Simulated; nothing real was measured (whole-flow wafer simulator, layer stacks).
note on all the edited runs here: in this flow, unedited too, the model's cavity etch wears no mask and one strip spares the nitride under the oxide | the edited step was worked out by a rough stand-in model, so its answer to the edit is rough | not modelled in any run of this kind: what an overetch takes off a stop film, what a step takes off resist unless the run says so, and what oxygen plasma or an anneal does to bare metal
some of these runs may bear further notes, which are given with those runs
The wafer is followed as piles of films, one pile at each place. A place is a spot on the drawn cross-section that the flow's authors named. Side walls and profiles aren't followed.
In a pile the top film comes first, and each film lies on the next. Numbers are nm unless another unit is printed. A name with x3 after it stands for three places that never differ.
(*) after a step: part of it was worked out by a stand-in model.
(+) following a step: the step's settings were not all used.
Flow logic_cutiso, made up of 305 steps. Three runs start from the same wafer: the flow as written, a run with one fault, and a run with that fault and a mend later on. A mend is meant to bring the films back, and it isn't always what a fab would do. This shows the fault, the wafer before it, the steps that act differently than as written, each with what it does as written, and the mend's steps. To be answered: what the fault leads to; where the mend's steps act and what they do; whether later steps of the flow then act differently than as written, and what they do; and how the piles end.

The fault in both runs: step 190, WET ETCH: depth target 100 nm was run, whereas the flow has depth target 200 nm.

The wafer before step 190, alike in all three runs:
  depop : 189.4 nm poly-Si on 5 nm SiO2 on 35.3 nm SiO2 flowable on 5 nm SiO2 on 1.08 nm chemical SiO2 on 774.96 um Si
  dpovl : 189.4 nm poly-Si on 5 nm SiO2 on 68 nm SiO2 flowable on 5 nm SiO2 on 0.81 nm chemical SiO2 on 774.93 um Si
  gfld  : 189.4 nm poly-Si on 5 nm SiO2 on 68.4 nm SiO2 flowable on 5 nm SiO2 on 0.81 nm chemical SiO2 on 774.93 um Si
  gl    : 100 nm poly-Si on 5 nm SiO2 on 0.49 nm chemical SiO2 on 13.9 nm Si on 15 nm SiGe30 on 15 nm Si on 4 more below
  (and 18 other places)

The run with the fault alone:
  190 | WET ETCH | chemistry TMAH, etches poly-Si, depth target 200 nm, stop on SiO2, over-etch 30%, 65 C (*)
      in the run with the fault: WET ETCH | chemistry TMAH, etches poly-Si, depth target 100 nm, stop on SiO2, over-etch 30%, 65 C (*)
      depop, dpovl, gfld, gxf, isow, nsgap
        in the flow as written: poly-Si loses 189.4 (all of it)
        in the run with the fault: poly-Si loses 100
  Later steps of the flow acting differently than as written (2 more steps, not shown, differ only slightly: by at most 2% or 0.5 nm, whichever is larger):
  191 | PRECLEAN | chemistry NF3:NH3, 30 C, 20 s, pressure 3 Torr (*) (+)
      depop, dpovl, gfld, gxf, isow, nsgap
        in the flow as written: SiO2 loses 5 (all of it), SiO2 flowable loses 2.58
        in the run with the fault: nothing
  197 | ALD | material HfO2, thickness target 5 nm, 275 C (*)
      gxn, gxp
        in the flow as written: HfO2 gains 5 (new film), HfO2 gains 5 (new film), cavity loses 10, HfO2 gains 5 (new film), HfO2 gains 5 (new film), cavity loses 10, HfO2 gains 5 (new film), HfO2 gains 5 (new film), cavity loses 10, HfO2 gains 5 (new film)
        in the run with the fault: HfO2 gains 10.3 (new film), HfO2 gains 14.5 (new film), cavity loses 14.5 (all of it), HfO2 gains 14.5 (new film), cavity loses 14.5 (all of it), HfO2 gains 14.5 (new film), cavity loses 14.5 (all of it)
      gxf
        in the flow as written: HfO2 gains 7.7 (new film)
        in the run with the fault: HfO2 gains 5 (new film)
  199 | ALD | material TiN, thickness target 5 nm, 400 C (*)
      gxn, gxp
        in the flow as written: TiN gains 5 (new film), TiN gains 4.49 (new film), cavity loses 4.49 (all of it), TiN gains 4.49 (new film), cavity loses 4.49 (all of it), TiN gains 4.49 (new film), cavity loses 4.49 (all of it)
        in the run with the fault: TiN gains 5 (new film)
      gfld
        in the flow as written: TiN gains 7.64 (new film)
        in the run with the fault: TiN gains 5 (new film)
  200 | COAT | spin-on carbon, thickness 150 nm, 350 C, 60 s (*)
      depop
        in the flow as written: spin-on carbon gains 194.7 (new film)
        in the run with the fault: spin-on carbon gains 149 (new film)
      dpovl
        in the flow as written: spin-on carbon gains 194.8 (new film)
        in the run with the fault: spin-on carbon gains 149 (new film)
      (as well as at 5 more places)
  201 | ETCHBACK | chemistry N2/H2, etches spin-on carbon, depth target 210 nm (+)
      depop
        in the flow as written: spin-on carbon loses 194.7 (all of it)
        in the run with the fault: spin-on carbon loses 149 (all of it)
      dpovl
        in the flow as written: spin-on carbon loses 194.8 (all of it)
        in the run with the fault: spin-on carbon loses 149 (all of it)
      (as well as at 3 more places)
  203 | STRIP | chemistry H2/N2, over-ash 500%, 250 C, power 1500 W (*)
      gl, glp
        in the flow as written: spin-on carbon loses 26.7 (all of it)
        in the run with the fault: spin-on carbon loses 28.9 (all of it)
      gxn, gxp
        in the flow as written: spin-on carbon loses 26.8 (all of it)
        in the run with the fault: spin-on carbon loses 23.9 (all of it)
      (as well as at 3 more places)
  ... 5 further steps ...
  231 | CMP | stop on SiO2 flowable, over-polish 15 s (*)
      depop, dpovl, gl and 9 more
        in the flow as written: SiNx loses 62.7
        in the run with the fault: SiNx loses 87
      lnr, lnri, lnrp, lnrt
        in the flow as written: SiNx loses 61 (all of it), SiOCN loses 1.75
        in the run with the fault: SiNx loses 85.3 (all of it), SiOCN loses 1.75
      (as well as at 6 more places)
  The piles end different from the flow's at depop, dpovl, gfld, gxf, gxn, gxp, isow, nsgap by more than 2% or 0.5 nm, whichever is larger.
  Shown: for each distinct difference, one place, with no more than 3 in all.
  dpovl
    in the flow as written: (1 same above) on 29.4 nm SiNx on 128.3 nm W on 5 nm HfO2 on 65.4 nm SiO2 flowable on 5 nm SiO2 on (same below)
    in the run with the fault: (1 same above) on 29.4 nm SiNx on 31 nm W on 5 nm HfO2 on 0.49 nm chemical SiO2 on 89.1 nm poly-Si on 5 nm SiO2 on 68 nm SiO2 flowable on 5 nm SiO2 on (same below)
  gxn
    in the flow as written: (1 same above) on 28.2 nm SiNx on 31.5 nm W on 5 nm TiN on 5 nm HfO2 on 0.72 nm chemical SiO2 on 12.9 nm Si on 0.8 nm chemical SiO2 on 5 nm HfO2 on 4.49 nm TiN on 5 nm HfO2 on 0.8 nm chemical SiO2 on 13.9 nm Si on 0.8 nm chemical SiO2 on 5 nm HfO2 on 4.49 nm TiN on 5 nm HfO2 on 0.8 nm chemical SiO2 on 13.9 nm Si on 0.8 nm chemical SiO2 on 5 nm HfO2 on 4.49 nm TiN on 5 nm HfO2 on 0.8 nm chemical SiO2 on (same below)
    in the run with the fault: (1 same above) on 28.2 nm SiNx on 26.2 nm W on 5 nm TiN on 10.3 nm HfO2 on 0.72 nm chemical SiO2 on 12.9 nm Si on 0.8 nm chemical SiO2 on 14.5 nm HfO2 on 0.8 nm chemical SiO2 on 13.9 nm Si on 0.8 nm chemical SiO2 on 14.5 nm HfO2 on 0.8 nm chemical SiO2 on 13.9 nm Si on 0.8 nm chemical SiO2 on 14.5 nm HfO2 on 0.8 nm chemical SiO2 on (same below)
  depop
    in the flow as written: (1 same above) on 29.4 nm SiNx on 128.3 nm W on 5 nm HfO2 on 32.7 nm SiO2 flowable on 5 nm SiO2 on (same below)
    in the run with the fault: (1 same above) on 29.4 nm SiNx on 31 nm W on 5 nm HfO2 on 0.49 nm chemical SiO2 on 89.1 nm poly-Si on 5 nm SiO2 on 35.3 nm SiO2 flowable on 5 nm SiO2 on (same below)

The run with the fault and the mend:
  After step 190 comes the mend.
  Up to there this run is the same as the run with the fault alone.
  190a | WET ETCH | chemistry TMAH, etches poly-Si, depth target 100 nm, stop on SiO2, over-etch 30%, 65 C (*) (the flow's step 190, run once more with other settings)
      depop, dpovl, gfld, gxf, isow, nsgap
        poly-Si loses 89.4 (all of it)
  Every later step of the flow that is run acts as written at every place that is followed.
  By the end, the piles equal the flow's at every place that both follow.
